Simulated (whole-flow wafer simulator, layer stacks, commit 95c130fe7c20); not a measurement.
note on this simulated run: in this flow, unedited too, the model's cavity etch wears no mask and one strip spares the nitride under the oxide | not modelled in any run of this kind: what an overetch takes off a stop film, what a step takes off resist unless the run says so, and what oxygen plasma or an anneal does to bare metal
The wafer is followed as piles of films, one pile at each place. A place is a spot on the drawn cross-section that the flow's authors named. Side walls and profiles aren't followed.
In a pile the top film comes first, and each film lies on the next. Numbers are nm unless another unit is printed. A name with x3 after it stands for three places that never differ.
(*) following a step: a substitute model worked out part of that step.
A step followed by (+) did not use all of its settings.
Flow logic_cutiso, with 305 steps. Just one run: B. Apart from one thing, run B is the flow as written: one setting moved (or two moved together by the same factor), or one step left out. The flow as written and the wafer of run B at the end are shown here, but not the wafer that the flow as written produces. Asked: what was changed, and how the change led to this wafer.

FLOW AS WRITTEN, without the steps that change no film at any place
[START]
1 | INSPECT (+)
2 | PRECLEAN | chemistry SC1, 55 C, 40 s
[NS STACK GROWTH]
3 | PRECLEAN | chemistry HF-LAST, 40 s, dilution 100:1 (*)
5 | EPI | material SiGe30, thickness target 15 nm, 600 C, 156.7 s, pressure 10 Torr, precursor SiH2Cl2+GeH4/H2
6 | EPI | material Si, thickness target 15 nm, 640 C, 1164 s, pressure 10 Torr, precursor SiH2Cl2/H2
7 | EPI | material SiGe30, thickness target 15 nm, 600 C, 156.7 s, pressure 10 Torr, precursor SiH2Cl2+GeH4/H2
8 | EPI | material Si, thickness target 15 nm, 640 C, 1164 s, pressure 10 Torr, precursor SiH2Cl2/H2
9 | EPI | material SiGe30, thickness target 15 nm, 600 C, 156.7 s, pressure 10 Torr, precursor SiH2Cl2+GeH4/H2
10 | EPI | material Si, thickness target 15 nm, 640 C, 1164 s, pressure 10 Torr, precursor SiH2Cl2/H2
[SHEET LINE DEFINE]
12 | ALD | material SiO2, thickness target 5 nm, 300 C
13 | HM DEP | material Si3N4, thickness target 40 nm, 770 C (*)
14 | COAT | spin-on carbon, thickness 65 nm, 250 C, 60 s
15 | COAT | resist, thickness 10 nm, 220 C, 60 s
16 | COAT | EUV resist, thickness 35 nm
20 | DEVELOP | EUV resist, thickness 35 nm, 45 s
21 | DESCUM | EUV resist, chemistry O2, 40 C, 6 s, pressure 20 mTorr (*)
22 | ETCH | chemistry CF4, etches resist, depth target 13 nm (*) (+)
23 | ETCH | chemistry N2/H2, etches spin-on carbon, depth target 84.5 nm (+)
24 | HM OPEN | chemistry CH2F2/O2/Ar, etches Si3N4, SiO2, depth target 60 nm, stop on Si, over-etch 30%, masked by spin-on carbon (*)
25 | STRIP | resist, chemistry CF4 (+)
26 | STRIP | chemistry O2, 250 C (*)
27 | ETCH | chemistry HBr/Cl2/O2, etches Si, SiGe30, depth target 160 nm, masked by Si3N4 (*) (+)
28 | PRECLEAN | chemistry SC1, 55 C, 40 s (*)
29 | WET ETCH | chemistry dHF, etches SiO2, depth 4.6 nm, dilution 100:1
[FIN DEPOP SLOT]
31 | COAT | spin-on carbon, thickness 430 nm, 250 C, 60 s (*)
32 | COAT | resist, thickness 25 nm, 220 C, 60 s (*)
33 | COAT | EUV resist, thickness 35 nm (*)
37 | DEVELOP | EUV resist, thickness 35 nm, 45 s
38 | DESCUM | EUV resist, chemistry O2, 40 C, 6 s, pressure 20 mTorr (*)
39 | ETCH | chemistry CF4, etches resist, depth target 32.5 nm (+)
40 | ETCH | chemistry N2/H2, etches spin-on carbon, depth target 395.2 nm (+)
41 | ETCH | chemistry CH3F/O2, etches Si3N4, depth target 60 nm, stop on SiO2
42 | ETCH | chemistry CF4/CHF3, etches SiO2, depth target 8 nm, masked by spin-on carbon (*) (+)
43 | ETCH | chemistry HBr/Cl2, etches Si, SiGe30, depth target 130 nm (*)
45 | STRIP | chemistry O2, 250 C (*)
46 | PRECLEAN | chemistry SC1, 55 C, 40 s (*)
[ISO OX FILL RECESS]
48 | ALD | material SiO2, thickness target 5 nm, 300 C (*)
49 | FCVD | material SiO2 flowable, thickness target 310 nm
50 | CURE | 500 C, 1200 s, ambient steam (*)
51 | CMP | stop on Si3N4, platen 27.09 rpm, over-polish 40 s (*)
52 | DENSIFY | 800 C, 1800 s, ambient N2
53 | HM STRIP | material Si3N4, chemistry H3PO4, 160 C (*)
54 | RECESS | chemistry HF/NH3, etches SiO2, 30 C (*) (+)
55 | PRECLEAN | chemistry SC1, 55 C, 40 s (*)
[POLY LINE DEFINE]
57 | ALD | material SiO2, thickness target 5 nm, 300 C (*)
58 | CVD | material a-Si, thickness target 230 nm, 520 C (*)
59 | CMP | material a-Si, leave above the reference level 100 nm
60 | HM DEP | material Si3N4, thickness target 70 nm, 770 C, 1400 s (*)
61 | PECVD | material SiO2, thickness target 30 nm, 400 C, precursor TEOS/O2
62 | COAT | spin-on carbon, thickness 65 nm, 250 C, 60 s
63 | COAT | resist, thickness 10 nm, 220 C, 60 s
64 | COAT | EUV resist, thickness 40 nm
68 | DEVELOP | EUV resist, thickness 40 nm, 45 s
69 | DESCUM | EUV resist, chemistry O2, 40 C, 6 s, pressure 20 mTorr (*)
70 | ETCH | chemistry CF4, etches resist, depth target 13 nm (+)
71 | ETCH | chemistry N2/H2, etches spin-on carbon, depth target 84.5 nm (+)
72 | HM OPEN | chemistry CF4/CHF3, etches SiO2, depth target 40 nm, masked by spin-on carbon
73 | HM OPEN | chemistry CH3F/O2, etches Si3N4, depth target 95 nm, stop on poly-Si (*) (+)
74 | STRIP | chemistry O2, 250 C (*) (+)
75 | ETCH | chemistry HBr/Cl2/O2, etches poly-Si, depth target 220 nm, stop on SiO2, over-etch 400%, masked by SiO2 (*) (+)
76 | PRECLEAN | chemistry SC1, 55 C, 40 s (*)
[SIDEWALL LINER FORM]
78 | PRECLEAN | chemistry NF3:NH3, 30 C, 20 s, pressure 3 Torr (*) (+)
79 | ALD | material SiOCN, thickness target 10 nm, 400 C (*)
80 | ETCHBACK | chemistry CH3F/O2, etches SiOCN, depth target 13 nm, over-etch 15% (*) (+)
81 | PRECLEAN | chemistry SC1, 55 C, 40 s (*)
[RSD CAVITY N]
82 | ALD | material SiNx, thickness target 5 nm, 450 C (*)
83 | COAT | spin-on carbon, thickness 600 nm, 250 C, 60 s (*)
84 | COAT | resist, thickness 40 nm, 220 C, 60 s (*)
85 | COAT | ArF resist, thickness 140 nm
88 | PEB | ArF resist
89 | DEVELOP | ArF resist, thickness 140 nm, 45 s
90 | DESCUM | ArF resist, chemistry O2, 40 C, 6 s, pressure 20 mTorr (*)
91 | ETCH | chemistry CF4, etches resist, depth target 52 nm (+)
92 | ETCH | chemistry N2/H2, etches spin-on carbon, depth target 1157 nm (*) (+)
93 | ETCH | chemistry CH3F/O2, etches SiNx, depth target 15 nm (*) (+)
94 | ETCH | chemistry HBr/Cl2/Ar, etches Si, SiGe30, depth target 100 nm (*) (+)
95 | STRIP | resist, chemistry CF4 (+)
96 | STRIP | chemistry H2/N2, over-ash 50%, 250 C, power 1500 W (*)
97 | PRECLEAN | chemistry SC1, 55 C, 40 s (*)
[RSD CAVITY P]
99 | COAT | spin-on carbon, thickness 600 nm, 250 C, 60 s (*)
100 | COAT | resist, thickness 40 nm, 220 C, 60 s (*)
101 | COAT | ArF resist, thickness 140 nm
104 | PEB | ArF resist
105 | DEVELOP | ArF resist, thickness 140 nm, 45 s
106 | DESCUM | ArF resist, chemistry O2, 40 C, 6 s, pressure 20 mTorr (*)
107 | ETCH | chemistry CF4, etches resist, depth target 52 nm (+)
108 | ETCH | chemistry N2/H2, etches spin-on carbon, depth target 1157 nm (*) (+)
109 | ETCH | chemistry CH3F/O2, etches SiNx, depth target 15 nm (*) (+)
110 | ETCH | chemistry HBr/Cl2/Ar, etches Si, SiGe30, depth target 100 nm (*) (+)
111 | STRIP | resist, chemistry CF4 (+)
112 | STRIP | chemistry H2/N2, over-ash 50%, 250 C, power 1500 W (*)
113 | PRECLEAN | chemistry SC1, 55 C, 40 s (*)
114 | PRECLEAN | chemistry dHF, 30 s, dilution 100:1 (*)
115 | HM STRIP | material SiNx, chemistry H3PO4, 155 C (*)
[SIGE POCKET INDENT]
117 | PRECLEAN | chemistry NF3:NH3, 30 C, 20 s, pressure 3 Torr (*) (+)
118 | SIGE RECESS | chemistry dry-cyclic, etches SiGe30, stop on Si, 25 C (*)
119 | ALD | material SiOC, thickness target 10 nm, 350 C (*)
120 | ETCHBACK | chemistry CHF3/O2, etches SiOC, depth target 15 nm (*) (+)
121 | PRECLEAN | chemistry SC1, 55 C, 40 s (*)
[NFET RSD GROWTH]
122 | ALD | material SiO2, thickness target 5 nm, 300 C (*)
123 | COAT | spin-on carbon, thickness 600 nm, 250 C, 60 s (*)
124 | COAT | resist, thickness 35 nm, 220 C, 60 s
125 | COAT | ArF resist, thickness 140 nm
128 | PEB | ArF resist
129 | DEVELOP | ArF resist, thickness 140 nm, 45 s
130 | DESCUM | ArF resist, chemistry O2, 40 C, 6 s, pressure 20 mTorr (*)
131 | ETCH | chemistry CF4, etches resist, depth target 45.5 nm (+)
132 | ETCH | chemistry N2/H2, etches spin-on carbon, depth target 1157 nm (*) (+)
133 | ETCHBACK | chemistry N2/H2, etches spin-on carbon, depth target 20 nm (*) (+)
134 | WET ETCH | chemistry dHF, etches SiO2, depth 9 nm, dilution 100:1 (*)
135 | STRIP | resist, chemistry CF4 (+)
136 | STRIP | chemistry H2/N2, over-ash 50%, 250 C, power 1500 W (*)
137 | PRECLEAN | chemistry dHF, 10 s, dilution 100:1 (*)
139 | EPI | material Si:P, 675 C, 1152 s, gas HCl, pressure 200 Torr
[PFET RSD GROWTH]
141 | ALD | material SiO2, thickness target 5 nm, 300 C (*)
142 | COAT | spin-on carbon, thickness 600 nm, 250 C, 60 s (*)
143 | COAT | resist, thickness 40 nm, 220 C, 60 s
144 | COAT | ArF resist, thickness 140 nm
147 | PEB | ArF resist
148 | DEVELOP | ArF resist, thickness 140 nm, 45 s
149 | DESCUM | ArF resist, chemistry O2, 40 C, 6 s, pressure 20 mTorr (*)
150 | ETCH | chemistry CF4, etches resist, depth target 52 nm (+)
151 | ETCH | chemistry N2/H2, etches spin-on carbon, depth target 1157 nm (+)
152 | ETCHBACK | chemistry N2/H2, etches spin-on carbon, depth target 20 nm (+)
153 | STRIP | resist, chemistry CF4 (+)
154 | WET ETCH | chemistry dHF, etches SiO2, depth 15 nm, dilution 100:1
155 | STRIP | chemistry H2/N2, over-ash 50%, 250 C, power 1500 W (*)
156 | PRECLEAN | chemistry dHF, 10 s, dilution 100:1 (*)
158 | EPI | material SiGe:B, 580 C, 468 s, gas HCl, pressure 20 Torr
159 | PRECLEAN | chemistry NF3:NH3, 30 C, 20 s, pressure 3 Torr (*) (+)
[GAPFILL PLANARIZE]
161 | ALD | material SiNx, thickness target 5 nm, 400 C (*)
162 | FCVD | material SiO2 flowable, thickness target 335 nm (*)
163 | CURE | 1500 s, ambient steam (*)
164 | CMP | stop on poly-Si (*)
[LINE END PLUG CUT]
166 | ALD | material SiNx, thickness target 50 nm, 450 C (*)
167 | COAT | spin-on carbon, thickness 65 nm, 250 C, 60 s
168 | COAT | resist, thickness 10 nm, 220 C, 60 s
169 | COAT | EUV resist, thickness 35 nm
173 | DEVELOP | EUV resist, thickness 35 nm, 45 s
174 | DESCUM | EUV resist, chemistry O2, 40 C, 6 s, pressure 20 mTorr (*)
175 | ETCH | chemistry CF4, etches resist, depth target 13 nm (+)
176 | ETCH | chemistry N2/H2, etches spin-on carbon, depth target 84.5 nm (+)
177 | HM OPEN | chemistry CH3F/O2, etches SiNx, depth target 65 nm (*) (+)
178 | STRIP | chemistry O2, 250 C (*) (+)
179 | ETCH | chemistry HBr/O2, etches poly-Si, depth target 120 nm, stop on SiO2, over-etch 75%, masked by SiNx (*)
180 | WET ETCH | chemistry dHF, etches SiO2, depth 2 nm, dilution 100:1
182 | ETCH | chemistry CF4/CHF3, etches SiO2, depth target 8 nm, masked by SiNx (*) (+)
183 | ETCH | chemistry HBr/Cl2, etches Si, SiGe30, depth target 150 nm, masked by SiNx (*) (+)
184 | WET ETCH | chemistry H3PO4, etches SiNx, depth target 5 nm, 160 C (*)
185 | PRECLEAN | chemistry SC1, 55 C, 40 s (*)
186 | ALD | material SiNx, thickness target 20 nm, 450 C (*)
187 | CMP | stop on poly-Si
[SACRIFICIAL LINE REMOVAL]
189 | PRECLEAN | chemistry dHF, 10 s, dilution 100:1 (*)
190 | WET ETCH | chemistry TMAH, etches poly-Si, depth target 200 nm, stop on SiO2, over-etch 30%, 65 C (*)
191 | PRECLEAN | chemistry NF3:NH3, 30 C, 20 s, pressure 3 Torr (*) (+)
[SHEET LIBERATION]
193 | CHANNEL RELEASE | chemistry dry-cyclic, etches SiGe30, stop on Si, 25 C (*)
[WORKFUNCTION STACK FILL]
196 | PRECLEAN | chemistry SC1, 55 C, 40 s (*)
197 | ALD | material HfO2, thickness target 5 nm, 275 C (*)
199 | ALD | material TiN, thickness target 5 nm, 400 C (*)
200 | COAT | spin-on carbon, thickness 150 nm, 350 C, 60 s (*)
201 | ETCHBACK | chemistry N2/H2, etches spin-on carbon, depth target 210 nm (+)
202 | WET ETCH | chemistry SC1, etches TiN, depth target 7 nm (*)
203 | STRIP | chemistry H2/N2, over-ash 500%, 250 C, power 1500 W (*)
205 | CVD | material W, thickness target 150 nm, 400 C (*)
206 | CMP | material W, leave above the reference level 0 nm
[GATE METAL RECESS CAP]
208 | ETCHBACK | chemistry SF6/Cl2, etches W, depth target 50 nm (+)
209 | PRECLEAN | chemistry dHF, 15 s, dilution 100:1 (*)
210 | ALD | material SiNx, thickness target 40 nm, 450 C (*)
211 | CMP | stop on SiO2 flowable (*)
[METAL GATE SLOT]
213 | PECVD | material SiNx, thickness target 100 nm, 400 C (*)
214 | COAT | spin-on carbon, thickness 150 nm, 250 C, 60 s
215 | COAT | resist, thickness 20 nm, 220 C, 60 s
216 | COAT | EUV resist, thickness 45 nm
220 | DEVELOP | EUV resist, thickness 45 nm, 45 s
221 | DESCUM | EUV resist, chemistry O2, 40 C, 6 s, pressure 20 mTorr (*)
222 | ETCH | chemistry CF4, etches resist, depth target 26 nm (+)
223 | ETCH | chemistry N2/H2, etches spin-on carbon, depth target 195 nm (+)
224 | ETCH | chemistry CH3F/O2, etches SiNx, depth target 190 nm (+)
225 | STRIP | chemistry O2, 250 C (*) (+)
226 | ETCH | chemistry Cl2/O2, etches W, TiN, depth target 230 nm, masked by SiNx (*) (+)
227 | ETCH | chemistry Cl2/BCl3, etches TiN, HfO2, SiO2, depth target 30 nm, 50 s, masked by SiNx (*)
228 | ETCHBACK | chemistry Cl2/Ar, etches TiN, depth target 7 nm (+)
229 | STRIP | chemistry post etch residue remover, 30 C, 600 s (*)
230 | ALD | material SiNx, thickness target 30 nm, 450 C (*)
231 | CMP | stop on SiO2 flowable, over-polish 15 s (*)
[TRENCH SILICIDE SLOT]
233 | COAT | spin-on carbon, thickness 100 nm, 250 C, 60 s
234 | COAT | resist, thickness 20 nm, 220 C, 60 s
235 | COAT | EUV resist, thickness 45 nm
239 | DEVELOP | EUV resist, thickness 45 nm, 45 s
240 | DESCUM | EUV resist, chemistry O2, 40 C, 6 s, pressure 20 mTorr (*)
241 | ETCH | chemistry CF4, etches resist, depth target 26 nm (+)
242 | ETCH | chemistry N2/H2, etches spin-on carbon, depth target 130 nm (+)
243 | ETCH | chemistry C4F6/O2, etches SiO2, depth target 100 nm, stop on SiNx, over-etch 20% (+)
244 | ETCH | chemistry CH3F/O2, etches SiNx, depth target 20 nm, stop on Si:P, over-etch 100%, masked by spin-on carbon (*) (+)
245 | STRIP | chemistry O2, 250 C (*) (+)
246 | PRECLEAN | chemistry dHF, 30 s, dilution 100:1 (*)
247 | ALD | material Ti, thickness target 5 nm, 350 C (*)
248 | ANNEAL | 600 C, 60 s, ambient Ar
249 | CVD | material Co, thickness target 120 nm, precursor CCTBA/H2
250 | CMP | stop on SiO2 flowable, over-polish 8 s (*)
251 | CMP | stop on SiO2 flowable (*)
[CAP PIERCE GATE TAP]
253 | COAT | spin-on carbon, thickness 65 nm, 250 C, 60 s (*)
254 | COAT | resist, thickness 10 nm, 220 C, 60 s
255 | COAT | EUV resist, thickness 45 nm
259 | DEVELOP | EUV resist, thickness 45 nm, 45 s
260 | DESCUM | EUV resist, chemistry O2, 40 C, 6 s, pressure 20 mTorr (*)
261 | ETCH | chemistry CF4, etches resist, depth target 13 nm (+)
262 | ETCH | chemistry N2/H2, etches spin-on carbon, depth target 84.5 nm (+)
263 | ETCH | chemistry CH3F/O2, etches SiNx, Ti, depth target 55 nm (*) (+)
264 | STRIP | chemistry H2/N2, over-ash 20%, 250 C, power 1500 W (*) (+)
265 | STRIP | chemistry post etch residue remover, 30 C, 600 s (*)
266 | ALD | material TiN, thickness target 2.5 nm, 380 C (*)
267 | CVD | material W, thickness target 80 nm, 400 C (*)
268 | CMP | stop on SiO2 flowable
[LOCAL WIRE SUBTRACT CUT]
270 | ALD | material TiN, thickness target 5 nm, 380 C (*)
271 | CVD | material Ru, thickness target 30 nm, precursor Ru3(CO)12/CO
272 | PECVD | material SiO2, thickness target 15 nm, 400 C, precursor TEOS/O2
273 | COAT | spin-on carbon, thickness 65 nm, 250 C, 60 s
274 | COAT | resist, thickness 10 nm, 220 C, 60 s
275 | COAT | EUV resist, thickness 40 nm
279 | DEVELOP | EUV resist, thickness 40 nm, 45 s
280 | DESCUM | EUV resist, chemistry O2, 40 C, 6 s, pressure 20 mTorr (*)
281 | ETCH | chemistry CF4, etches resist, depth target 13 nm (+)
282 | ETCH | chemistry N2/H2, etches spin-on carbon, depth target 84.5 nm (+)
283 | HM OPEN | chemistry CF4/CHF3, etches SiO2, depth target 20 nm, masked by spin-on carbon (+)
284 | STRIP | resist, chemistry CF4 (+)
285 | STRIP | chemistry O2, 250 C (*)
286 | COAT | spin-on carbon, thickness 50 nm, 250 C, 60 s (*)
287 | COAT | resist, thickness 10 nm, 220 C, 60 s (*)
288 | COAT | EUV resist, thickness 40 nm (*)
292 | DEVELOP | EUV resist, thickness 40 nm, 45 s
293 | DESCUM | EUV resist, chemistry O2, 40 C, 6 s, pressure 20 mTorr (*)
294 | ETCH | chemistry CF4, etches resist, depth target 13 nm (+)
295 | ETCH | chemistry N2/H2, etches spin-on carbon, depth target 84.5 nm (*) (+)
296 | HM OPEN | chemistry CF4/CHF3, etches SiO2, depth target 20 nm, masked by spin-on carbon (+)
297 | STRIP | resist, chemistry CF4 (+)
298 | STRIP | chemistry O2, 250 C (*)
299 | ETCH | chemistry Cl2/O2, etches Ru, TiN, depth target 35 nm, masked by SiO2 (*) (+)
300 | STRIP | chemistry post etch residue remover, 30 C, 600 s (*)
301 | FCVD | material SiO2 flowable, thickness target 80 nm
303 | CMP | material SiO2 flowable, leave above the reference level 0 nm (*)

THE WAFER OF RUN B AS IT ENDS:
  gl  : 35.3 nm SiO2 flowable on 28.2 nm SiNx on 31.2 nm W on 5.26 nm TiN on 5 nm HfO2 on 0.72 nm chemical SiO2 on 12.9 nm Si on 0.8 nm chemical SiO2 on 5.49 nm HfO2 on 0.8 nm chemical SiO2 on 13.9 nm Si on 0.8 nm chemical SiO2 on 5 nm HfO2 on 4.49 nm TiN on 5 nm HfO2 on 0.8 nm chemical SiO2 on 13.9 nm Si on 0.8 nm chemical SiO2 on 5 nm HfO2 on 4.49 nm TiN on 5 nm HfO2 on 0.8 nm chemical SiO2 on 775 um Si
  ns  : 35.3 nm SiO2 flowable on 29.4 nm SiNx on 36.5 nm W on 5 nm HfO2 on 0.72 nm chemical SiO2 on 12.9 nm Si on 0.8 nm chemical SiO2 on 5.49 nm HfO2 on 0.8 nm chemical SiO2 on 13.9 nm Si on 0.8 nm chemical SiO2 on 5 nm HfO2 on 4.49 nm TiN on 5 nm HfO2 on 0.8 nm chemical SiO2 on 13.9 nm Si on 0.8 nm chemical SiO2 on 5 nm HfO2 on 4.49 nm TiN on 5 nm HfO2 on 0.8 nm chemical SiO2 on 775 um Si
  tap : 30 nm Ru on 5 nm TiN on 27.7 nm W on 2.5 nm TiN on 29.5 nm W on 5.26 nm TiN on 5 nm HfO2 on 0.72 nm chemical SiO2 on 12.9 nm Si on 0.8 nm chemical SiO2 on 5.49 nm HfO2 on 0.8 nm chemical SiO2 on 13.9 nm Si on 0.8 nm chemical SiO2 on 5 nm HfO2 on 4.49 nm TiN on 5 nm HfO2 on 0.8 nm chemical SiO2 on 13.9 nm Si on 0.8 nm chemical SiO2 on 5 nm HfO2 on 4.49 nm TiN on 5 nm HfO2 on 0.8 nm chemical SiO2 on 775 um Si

What caused this: step 9, EPI: thickness target 6 nm was run, while the flow as written has thickness target 15 nm; step 9, EPI: 62.7 s was run, where the flow has 156.7 s.

Step by step, how the change led to this:
  9 | EPI | material SiGe30, thickness target 15 nm, 600 C, 156.7 s, pressure 10 Torr, precursor SiH2Cl2+GeH4/H2
      depop, dpovl, gfld and 19 more: +6 SiGe30 (new film) (as written it would have been: +15 SiGe30 (new film))
  27 | ETCH | chemistry HBr/Cl2/O2, etches Si, SiGe30, depth target 160 nm, masked by Si3N4 (*) (+)
      gfld, gxf, iso, lnri: -0.79 chemical SiO2 (all of it), -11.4 Si (all of it), -6 SiGe30 (all of it), -15 Si (all of it), -15 SiGe30 (all of it), -15 Si (all of it), -15 SiGe30 (all of it), -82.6 Si (as written it would have been: -0.79 chemical SiO2 (all of it), -11.4 Si (all of it), -15 SiGe30 (all of it), -15 Si (all of it), -15 SiGe30 (all of it), -15 Si (all of it), -15 SiGe30 (all of it), -73.6 Si)
      dpovl, nsgap: -0.79 chemical SiO2 (all of it), -11.8 Si (all of it), -6 SiGe30 (all of it), -15 Si (all of it), -15 SiGe30 (all of it), -15 Si (all of it), -15 SiGe30 (all of it), -82.2 Si (as written it would have been: -0.79 chemical SiO2 (all of it), -11.8 Si (all of it), -15 SiGe30 (all of it), -15 Si (all of it), -15 SiGe30 (all of it), -15 Si (all of it), -15 SiGe30 (all of it), -73.2 Si)
      (also at 1 further place)
  43 | ETCH | chemistry HBr/Cl2, etches Si, SiGe30, depth target 130 nm (*)
      depop: -14 Si (all of it), -6 SiGe30 (all of it), -15 Si (all of it), -15 SiGe30 (all of it), -15 Si (all of it), -15 SiGe30 (all of it), -50 Si (as written it would have been: -14 Si (all of it), -15 SiGe30 (all of it), -15 Si (all of it), -15 SiGe30 (all of it), -15 Si (all of it), -15 SiGe30 (all of it), -41 Si)
  94 | ETCH | chemistry HBr/Cl2/Ar, etches Si, SiGe30, depth target 100 nm (*) (+)
      rsdn, rsdx: -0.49 chemical SiO2 (all of it), -12.8 Si (all of it), -6 SiGe30 (all of it), -15 Si (all of it), -15 SiGe30 (all of it), -15 Si (all of it), -15 SiGe30 (all of it), -21.2 Si (as written it would have been: -0.49 chemical SiO2 (all of it), -12.8 Si (all of it), -15 SiGe30 (all of it), -15 Si (all of it), -15 SiGe30 (all of it), -15 Si (all of it), -15 SiGe30 (all of it), -12.2 Si)
  110 | ETCH | chemistry HBr/Cl2/Ar, etches Si, SiGe30, depth target 100 nm (*) (+)
      rsdp, rsdw: -0.49 chemical SiO2 (all of it), -12.8 Si (all of it), -6 SiGe30 (all of it), -15 Si (all of it), -15 SiGe30 (all of it), -15 Si (all of it), -15 SiGe30 (all of it), -21.2 Si (as written it would have been: -0.49 chemical SiO2 (all of it), -12.8 Si (all of it), -15 SiGe30 (all of it), -15 Si (all of it), -15 SiGe30 (all of it), -15 Si (all of it), -15 SiGe30 (all of it), -12.2 Si)
  118 | SIGE RECESS | chemistry dry-cyclic, etches SiGe30, stop on Si, 25 C (*)
      lnr, lnrp, lnrt: -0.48 SiOCN, -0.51 Si, +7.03 cavity (new film), -6 SiGe30 (all of it), -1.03 Si, +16 cavity (new film), -15 SiGe30 (all of it), -1.03 Si, +16 cavity (new film), -15 SiGe30 (all of it), -0.51 Si (as written it would have been: -0.48 SiOCN, -0.51 Si, +16 cavity (new film), -15 SiGe30 (all of it), -1.03 Si, +16 cavity (new film), -15 SiGe30 (all of it), -1.03 Si, +16 cavity (new film), -15 SiGe30 (all of it), -0.51 Si)
  119 | ALD | material SiOC, thickness target 10 nm, 350 C (*)
      lnr, lnrp, lnrt: +10 SiOC (new film), +7.03 SiOC (new film), -7.03 cavity (all of it), +16 SiOC (new film), -16 cavity (all of it), +16 SiOC (new film), -16 cavity (all of it) (as written it would have been: +10 SiOC (new film), +16 SiOC (new film), -16 cavity (all of it), +16 SiOC (new film), -16 cavity (all of it), +16 SiOC (new film), -16 cavity (all of it))
  183 | ETCH | chemistry HBr/Cl2, etches Si, SiGe30, depth target 150 nm, masked by SiNx (*) (+)
      plug: -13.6 Si (all of it), -6 SiGe30 (all of it), -15 Si (all of it), -15 SiGe30 (all of it), -15 Si (all of it), -15 SiGe30 (all of it), -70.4 Si (as written it would have been: -13.6 Si (all of it), -15 SiGe30 (all of it), -15 Si (all of it), -15 SiGe30 (all of it), -15 Si (all of it), -15 SiGe30 (all of it), -61.4 Si)
  193 | CHANNEL RELEASE | chemistry dry-cyclic, etches SiGe30, stop on Si, 25 C (*)
      gl, glp, gxn, gxp, ns, tap: +0.8 chemical SiO2 (new film), -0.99 Si, +0.8 chemical SiO2 (new film), +5.49 cavity (new film), +0.8 chemical SiO2 (new film), -6 SiGe30 (all of it), -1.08 Si, +0.8 chemical SiO2 (new film), +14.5 cavity (new film), +0.8 chemical SiO2 (new film), -15 SiGe30 (all of it), -1.08 Si, +0.8 chemical SiO2 (new film), +14.5 cavity (new film), +0.8 chemical SiO2 (new film), -15 SiGe30 (all of it), -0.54 Si (as written it would have been: +0.8 chemical SiO2 (new film), -0.99 Si, +0.8 chemical SiO2 (new film), +14.5 cavity (new film), +0.8 chemical SiO2 (new film), -15 SiGe30 (all of it), -1.08 Si, +0.8 chemical SiO2 (new film), +14.5 cavity (new film), +0.8 chemical SiO2 (new film), -15 SiGe30 (all of it), -1.08 Si, +0.8 chemical SiO2 (new film), +14.5 cavity (new film), +0.8 chemical SiO2 (new film), -15 SiGe30 (all of it), -0.54 Si)
  197 | ALD | material HfO2, thickness target 5 nm, 275 C (*)
      gl, glp, gxn, gxp, ns, tap: +5 HfO2 (new film), +5.49 HfO2 (new film), -5.49 cavity (all of it), +5 HfO2 (new film), -10 cavity, +5 HfO2 (new film), +5 HfO2 (new film), -10 cavity, +5 HfO2 (new film) (as written it would have been: +5 HfO2 (new film), +5 HfO2 (new film), -10 cavity, +5 HfO2 (new film), +5 HfO2 (new film), -10 cavity, +5 HfO2 (new film), +5 HfO2 (new film), -10 cavity, +5 HfO2 (new film))
  199 | ALD | material TiN, thickness target 5 nm, 400 C (*)
      gl, glp, tap: +5.26 TiN (new film), +4.49 TiN (new film), -4.49 cavity (all of it), +4.49 TiN (new film), -4.49 cavity (all of it) (as written it would have been: +5.26 TiN (new film), +4.49 TiN (new film), -4.49 cavity (all of it), +4.49 TiN (new film), -4.49 cavity (all of it), +4.49 TiN (new film), -4.49 cavity (all of it))
      gxn, gxp, ns: +5 TiN (new film), +4.49 TiN (new film), -4.49 cavity (all of it), +4.49 TiN (new film), -4.49 cavity (all of it) (as written it would have been: +5 TiN (new film), +4.49 TiN (new film), -4.49 cavity (all of it), +4.49 TiN (new film), -4.49 cavity (all of it), +4.49 TiN (new film), -4.49 cavity (all of it))
With metal films that touch counted as one body, gl has 3 bodies (between them, from the top down: HfO2 5 / chemical SiO2 0.72 / Si 12.9 / chemical SiO2 0.8 / HfO2 5.49 / chemical SiO2 0.8 / Si 13.9 / chemical SiO2 0.8 / HfO2 5; HfO2 5 / chemical SiO2 0.8 / Si 13.9 / chemical SiO2 0.8 / HfO2 5); the flow as written gives 4 bodies (between them, from the top down: HfO2 5 / chemical SiO2 0.72 / Si 12.9 / chemical SiO2 0.8 / HfO2 5; HfO2 5 / chemical SiO2 0.8 / Si 13.9 / chemical SiO2 0.8 / HfO2 5; HfO2 5 / chemical SiO2 0.8 / Si 13.9 / chemical SiO2 0.8 / HfO2 5).
With metal films that touch counted as one body, ns has 3 bodies (between them, from the top down: HfO2 5 / chemical SiO2 0.72 / Si 12.9 / chemical SiO2 0.8 / HfO2 5.49 / chemical SiO2 0.8 / Si 13.9 / chemical SiO2 0.8 / HfO2 5; HfO2 5 / chemical SiO2 0.8 / Si 13.9 / chemical SiO2 0.8 / HfO2 5); the flow as written gives 4 bodies (between them, from the top down: HfO2 5 / chemical SiO2 0.72 / Si 12.9 / chemical SiO2 0.8 / HfO2 5; HfO2 5 / chemical SiO2 0.8 / Si 13.9 / chemical SiO2 0.8 / HfO2 5; HfO2 5 / chemical SiO2 0.8 / Si 13.9 / chemical SiO2 0.8 / HfO2 5).
With metal films that touch counted as one body, tap has 3 bodies (between them, from the top down: HfO2 5 / chemical SiO2 0.72 / Si 12.9 / chemical SiO2 0.8 / HfO2 5.49 / chemical SiO2 0.8 / Si 13.9 / chemical SiO2 0.8 / HfO2 5; HfO2 5 / chemical SiO2 0.8 / Si 13.9 / chemical SiO2 0.8 / HfO2 5); the flow as written gives 4 bodies (between them, from the top down: HfO2 5 / chemical SiO2 0.72 / Si 12.9 / chemical SiO2 0.8 / HfO2 5; HfO2 5 / chemical SiO2 0.8 / Si 13.9 / chemical SiO2 0.8 / HfO2 5; HfO2 5 / chemical SiO2 0.8 / Si 13.9 / chemical SiO2 0.8 / HfO2 5).
